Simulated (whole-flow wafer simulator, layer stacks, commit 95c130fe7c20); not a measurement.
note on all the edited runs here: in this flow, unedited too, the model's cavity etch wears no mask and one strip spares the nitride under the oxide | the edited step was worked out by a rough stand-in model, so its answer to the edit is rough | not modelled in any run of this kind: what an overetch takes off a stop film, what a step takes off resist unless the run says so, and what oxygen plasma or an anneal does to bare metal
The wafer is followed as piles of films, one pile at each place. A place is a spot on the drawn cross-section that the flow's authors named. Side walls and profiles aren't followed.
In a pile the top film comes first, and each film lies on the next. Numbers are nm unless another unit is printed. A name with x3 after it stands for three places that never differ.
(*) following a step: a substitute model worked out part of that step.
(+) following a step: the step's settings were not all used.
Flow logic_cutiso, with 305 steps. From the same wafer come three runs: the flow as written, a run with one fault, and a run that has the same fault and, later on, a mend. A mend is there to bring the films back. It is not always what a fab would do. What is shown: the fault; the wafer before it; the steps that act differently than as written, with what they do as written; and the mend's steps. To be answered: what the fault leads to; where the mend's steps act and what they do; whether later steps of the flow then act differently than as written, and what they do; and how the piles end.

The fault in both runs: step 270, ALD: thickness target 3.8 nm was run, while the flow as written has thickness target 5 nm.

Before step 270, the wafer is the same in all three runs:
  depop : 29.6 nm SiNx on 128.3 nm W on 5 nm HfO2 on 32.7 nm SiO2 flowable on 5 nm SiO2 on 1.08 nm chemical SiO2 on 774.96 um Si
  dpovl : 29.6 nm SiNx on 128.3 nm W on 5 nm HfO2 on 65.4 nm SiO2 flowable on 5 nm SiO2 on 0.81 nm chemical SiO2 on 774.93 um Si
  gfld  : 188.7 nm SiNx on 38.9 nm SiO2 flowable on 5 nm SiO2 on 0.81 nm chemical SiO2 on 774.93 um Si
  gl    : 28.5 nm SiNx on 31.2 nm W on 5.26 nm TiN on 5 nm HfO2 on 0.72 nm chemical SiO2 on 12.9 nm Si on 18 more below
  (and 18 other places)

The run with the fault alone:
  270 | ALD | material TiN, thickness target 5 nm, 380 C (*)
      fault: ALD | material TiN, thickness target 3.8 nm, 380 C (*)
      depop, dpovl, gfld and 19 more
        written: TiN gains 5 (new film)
        fault: TiN gains 3.8 (new film)
  Steps further on in the flow that do not act as written (1 other step is not shown; it differs only slightly, by no more than 2% or 0.5 nm, whichever is larger):
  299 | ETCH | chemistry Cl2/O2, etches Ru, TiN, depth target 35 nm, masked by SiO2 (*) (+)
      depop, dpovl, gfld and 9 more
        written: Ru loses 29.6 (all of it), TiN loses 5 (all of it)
        fault: Ru loses 29.6 (all of it), TiN loses 3.8 (all of it), SiNx loses 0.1
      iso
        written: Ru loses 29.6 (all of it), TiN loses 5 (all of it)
        fault: Ru loses 29.6 (all of it), TiN loses 3.8 (all of it), SiO2 flowable loses 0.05
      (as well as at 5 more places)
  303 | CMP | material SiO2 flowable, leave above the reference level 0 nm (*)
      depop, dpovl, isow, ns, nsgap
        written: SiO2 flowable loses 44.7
        fault: SiO2 flowable loses 45.9
  By the end, the piles at depop, dpovl, gfld and 17 more depart from the flow's by more than 2% or 0.5 nm, whichever is larger.
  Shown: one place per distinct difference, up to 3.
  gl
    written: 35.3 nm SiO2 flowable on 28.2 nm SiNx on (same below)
    fault: 34.1 nm SiO2 flowable on 28.2 nm SiNx on (same below)
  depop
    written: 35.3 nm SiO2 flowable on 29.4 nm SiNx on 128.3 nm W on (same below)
    fault: 34.1 nm SiO2 flowable on 29.3 nm SiNx on 128.3 nm W on (same below)
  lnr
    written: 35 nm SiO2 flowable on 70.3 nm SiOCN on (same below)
    fault: 33.8 nm SiO2 flowable on 70.3 nm SiOCN on (same below)

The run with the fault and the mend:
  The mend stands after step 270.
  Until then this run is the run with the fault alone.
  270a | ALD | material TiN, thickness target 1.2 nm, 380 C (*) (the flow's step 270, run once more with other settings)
      depop, dpovl, gfld and 19 more
        TiN gains 1.2
  Every later step of the flow that is run acts as written at every place that is followed.
  The piles end the same as the flow's at every place that both follow.
